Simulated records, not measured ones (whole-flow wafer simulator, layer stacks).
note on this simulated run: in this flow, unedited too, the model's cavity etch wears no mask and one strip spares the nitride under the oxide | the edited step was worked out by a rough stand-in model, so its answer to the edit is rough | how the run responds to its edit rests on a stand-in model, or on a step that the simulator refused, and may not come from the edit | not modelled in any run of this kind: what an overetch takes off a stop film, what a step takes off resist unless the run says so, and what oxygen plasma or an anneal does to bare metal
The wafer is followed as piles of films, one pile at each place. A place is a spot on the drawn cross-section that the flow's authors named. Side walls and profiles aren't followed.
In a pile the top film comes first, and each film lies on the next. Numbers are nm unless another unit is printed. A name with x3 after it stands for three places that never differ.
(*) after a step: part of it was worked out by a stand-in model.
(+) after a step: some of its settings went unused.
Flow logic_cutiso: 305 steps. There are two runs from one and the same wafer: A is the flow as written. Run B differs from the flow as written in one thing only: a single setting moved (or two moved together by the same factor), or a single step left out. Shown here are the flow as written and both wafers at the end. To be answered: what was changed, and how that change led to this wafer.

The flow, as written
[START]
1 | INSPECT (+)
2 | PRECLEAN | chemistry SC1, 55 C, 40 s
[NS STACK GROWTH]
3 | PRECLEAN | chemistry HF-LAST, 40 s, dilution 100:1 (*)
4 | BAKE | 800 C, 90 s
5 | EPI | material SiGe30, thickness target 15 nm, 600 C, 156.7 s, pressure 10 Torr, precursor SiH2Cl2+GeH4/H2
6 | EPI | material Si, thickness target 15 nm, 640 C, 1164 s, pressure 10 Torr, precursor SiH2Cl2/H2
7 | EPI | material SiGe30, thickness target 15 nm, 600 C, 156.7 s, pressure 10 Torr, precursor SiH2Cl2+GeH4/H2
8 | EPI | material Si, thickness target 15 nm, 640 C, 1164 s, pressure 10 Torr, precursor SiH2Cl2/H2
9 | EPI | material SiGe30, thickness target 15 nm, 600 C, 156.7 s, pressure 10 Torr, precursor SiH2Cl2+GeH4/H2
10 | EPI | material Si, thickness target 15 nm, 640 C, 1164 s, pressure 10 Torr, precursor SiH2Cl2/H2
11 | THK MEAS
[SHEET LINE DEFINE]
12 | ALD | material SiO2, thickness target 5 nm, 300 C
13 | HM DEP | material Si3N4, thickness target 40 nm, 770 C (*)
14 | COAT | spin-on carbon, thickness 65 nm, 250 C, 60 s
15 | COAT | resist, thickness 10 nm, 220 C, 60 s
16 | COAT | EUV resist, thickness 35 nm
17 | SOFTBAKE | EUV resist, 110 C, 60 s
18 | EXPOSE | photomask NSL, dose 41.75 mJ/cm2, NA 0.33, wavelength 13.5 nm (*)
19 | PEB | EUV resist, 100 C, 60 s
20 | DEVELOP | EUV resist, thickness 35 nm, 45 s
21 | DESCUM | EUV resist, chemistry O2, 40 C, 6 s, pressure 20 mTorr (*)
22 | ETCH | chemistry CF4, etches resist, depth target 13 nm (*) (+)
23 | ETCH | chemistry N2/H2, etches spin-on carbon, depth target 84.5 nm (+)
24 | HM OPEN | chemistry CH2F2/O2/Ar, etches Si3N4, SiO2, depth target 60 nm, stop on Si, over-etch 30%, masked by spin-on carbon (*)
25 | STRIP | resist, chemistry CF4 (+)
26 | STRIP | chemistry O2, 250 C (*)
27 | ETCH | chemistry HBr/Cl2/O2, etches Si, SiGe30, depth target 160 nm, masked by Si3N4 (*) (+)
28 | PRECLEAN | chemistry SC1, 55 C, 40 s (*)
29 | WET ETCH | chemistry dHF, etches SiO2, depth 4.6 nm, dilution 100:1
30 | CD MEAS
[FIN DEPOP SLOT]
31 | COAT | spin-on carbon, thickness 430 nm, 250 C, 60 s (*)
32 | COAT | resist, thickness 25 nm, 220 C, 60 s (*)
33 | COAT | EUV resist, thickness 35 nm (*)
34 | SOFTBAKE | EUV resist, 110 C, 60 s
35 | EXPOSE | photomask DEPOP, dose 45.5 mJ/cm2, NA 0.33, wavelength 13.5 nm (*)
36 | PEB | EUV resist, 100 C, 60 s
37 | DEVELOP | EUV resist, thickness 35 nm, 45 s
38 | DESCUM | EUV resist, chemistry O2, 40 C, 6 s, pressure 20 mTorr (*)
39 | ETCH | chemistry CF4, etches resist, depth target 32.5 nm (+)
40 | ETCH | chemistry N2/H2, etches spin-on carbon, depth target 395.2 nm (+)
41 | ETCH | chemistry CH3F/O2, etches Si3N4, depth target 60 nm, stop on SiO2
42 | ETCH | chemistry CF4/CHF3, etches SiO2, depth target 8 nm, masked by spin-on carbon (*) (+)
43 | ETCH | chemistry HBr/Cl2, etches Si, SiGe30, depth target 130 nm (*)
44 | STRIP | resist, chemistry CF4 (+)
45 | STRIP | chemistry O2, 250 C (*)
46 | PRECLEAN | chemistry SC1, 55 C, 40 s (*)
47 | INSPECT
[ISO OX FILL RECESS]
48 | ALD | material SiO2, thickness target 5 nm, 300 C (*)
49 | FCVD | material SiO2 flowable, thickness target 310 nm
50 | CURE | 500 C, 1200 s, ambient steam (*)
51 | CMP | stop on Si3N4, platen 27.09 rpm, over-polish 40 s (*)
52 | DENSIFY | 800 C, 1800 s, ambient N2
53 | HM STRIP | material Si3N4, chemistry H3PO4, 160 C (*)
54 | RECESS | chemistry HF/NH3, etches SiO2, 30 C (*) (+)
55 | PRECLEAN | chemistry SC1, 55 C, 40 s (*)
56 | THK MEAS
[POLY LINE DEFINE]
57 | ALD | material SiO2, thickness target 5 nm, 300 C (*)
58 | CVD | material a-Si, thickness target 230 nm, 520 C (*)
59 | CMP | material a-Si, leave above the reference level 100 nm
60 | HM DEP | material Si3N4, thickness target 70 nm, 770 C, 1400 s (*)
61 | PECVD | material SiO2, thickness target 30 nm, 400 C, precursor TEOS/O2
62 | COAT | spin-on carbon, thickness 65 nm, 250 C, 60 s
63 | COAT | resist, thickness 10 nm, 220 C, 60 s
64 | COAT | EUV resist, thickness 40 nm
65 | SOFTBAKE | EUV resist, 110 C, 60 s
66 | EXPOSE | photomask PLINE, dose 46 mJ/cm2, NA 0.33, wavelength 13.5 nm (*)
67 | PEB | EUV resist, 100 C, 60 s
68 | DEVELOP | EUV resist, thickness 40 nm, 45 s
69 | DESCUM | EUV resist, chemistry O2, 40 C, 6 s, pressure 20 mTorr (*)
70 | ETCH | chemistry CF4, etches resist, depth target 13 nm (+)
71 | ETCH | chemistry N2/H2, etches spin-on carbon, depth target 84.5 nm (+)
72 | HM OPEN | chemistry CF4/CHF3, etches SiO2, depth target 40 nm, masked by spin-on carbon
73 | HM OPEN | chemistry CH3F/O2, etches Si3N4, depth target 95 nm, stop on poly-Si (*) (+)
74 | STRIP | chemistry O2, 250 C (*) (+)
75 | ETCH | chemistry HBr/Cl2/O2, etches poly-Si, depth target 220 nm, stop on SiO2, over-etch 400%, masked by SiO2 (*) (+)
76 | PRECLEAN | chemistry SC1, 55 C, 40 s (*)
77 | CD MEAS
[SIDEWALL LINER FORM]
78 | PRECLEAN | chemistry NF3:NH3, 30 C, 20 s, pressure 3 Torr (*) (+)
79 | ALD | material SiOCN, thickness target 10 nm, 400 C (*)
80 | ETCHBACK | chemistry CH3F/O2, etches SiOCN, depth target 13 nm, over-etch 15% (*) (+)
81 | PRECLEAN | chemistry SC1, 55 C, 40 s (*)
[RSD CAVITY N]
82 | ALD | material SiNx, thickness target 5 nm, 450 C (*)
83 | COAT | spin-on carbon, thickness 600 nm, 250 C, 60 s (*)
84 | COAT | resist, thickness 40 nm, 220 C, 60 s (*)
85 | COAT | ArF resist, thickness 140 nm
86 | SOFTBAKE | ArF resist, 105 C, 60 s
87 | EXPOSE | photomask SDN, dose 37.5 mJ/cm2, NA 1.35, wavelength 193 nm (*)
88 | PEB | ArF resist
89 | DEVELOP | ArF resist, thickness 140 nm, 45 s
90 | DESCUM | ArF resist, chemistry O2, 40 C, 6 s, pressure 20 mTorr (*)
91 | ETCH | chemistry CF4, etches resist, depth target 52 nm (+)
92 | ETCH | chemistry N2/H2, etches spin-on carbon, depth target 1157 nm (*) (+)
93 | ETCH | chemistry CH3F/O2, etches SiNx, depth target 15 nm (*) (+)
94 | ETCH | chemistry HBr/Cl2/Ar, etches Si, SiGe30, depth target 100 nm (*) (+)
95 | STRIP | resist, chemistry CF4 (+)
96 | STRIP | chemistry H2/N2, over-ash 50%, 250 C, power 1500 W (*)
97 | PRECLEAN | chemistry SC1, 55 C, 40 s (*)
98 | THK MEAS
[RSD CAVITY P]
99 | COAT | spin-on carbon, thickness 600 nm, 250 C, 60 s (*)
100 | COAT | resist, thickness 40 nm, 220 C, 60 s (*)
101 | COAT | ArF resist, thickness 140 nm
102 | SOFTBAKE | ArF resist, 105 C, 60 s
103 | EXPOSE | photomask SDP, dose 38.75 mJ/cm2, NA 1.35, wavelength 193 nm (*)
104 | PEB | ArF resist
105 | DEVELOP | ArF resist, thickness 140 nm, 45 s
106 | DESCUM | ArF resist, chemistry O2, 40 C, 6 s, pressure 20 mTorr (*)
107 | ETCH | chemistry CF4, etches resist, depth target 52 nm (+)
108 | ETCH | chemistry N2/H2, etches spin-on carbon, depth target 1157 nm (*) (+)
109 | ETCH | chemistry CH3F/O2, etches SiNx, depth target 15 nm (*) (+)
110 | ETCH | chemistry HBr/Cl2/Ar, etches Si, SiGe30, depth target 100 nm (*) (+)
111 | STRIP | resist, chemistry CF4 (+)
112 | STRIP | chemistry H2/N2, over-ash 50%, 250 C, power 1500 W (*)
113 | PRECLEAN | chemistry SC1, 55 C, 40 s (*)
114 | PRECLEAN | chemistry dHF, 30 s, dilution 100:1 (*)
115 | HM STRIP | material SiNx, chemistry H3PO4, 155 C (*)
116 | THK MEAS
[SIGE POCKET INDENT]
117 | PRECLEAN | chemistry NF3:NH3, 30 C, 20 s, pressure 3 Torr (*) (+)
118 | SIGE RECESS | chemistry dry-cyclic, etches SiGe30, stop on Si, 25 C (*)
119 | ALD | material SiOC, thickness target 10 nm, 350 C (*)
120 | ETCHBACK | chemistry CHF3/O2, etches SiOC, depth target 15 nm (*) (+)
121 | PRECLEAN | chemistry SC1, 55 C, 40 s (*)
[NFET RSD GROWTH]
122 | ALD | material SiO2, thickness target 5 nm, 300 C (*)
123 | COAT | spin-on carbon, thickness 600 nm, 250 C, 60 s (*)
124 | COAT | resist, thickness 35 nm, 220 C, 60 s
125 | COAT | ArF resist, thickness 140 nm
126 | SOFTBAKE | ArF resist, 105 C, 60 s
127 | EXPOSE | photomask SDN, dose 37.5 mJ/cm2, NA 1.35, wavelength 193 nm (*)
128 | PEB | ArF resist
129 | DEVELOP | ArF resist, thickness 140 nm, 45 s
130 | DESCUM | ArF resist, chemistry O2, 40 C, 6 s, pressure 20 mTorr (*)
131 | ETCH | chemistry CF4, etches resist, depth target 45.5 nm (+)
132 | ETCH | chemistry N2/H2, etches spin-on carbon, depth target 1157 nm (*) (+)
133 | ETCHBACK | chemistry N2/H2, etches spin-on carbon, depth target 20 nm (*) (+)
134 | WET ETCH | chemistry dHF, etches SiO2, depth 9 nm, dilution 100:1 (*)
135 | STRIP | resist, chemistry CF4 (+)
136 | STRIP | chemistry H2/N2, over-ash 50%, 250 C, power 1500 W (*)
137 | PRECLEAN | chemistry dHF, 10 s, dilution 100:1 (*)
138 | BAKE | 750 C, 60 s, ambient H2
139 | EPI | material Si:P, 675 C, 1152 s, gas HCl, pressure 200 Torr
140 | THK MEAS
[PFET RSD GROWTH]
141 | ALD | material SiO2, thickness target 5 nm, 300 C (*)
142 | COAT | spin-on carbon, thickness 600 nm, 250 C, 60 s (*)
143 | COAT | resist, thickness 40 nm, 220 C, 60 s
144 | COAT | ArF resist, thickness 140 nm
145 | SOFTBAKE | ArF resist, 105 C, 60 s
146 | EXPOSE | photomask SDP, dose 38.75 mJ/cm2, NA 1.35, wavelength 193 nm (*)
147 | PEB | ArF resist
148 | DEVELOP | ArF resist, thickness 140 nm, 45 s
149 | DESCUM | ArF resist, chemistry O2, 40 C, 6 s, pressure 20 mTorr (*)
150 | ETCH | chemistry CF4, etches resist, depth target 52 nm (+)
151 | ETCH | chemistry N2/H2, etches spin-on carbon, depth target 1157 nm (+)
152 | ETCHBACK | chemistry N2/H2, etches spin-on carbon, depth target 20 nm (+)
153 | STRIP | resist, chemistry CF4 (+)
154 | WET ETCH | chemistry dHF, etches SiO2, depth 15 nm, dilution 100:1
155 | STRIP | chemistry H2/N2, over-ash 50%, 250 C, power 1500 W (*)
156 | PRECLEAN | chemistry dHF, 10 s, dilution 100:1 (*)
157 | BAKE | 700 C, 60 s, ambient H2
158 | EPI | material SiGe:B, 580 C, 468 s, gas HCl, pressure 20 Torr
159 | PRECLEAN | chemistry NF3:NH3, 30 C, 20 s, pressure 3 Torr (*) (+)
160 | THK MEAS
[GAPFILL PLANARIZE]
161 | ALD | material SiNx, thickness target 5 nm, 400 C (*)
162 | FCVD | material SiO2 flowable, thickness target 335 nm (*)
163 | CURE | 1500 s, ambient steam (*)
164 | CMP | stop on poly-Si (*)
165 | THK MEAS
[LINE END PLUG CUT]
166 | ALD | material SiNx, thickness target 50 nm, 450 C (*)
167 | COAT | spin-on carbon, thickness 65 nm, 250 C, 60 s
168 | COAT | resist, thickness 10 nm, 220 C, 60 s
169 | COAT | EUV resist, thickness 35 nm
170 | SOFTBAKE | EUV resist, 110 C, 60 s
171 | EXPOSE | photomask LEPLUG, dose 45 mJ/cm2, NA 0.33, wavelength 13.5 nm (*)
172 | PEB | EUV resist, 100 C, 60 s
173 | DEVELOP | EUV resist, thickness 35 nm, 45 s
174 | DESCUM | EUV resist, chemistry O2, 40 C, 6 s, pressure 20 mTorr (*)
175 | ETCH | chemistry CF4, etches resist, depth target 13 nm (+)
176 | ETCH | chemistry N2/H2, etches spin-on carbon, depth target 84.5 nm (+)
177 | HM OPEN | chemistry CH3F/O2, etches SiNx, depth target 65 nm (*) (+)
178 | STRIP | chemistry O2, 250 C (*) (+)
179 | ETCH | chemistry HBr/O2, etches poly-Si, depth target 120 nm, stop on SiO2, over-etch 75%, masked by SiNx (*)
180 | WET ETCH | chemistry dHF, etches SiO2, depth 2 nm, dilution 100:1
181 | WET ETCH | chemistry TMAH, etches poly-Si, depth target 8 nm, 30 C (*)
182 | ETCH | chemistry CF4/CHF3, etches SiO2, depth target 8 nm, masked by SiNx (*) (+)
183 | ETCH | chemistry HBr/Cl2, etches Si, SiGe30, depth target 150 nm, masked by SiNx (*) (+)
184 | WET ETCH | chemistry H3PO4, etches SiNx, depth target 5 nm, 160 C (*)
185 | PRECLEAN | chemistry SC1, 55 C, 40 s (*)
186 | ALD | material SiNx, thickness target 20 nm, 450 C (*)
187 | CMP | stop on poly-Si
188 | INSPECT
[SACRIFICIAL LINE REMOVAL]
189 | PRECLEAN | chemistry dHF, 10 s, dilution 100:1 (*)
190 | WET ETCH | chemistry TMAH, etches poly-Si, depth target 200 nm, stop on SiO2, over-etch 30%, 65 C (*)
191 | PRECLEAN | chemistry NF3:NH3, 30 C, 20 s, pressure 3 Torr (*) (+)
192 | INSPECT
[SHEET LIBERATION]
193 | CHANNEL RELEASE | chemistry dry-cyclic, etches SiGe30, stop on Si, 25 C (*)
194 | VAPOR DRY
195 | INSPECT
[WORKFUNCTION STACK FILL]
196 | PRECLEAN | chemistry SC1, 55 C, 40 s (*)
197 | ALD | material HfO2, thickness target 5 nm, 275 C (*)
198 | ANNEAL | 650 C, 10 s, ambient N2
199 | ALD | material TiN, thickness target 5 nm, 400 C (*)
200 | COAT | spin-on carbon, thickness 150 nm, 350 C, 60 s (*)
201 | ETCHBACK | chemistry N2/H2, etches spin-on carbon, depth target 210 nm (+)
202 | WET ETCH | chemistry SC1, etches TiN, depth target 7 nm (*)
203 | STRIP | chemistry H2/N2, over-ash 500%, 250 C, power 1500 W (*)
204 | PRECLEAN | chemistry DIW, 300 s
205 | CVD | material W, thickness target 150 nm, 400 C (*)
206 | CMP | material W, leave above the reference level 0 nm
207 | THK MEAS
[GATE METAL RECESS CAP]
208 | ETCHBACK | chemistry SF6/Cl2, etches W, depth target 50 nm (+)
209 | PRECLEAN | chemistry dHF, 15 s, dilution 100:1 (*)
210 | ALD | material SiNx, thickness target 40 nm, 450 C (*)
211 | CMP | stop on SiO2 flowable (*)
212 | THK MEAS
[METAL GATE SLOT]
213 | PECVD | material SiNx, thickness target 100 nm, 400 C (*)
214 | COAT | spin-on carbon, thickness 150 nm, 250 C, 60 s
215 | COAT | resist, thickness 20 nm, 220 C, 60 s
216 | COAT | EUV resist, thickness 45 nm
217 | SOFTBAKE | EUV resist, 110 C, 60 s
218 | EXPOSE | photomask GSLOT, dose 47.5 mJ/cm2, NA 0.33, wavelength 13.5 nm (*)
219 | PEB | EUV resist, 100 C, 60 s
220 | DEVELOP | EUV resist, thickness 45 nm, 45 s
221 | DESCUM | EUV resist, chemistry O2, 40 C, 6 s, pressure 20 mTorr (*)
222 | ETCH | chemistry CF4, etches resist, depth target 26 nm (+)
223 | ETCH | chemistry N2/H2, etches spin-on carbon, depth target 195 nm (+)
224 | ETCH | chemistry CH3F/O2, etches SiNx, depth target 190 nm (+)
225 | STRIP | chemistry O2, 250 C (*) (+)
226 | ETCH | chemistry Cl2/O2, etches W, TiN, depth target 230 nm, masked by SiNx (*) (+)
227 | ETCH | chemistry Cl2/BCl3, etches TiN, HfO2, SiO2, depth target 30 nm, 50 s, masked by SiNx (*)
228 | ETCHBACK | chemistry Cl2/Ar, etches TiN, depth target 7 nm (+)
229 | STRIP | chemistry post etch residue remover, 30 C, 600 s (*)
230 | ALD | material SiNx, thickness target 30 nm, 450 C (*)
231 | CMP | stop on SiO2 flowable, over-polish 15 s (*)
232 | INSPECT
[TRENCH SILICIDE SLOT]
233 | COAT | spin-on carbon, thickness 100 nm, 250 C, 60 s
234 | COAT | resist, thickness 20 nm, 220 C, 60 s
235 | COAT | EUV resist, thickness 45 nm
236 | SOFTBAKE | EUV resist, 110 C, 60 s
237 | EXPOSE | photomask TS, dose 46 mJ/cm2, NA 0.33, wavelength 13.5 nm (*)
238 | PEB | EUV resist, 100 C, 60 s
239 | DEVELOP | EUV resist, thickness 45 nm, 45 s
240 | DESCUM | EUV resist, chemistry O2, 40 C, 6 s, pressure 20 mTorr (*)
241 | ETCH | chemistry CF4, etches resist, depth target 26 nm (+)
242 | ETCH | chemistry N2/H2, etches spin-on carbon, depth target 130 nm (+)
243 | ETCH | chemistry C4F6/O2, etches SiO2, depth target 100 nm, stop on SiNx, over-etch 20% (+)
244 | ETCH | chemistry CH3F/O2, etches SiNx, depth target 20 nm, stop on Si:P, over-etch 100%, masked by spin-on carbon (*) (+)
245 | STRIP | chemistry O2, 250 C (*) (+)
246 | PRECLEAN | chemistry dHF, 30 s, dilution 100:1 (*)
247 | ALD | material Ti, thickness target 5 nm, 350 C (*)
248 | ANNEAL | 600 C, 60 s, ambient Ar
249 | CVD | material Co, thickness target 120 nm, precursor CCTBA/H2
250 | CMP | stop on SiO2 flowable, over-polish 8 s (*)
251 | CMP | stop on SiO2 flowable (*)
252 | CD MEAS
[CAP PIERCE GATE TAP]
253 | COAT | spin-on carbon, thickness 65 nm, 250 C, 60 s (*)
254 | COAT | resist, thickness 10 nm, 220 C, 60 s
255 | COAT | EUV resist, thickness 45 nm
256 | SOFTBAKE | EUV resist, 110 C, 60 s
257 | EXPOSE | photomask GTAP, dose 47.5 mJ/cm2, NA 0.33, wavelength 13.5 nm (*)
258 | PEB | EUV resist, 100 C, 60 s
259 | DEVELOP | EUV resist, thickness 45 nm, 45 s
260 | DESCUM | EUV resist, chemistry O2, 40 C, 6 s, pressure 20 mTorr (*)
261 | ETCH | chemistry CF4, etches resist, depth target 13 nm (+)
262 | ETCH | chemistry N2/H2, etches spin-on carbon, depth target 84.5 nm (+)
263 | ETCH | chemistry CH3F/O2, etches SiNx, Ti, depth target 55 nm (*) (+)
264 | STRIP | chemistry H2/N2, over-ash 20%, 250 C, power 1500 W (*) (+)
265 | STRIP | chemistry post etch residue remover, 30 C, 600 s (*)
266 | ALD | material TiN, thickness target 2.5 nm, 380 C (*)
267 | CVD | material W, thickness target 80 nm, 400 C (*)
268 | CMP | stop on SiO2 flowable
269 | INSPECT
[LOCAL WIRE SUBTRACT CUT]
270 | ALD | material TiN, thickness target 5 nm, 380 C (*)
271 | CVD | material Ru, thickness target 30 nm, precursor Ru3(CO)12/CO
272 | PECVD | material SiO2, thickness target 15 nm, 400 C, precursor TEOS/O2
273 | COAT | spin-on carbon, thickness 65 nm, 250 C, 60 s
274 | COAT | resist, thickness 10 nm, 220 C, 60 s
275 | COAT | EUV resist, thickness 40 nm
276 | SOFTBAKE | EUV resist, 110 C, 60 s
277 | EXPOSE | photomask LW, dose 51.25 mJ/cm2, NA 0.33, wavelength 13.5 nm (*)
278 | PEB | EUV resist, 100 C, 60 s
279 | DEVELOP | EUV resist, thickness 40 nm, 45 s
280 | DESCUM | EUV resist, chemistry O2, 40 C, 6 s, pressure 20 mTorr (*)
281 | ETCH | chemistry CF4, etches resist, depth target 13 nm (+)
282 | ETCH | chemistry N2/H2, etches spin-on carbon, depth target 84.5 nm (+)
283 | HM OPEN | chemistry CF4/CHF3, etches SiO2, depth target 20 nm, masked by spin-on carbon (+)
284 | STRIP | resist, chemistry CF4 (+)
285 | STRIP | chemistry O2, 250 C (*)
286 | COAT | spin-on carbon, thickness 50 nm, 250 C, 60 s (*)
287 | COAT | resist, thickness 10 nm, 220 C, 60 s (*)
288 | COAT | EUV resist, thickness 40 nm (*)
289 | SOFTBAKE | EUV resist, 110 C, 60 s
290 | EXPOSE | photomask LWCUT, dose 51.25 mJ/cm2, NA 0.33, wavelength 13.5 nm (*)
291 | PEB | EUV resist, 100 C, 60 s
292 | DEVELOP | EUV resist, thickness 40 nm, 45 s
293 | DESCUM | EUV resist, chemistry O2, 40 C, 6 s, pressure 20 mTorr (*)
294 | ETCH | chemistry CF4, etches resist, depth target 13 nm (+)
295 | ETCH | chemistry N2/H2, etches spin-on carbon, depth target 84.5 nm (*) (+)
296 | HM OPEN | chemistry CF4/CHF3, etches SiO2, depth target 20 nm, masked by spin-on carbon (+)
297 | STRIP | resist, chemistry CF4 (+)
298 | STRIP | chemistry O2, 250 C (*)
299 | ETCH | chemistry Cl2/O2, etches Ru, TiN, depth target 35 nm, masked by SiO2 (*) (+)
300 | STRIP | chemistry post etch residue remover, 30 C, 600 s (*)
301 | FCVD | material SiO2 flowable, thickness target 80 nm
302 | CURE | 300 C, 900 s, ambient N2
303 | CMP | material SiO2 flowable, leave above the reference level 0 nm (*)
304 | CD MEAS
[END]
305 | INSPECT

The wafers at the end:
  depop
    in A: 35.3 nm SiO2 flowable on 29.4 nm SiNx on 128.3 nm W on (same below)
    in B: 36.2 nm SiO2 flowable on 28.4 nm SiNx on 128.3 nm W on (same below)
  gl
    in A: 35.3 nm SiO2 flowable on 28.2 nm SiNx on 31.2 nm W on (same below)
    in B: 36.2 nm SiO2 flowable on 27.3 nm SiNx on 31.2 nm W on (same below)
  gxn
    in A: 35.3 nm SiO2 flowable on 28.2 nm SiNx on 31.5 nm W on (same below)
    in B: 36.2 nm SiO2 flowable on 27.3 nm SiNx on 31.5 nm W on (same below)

What caused this: step 299, ETCH: depth target 49 nm was run, while the flow as written has depth target 35 nm.

Step by step, how the change led to this:
  299 | ETCH | chemistry Cl2/O2, etches Ru, TiN, depth target 35 nm, masked by SiO2 (*) (+)
      depop, dpovl, gfld and 9 more: A Ru loses 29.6 (all of it), TiN loses 5 (all of it) | B Ru loses 29.6 (all of it), TiN loses 5 (all of it), SiNx loses 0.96
      rsdw: A Ru loses 29.6 (all of it), TiN loses 5 (all of it) | B Ru loses 29.6 (all of it), TiN loses 5 (all of it), Co loses 0.96
  303 | CMP | material SiO2 flowable, leave above the reference level 0 nm (*)
      depop, dpovl, isow, ns, nsgap: A SiO2 flowable loses 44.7 | B SiO2 flowable loses 43.8
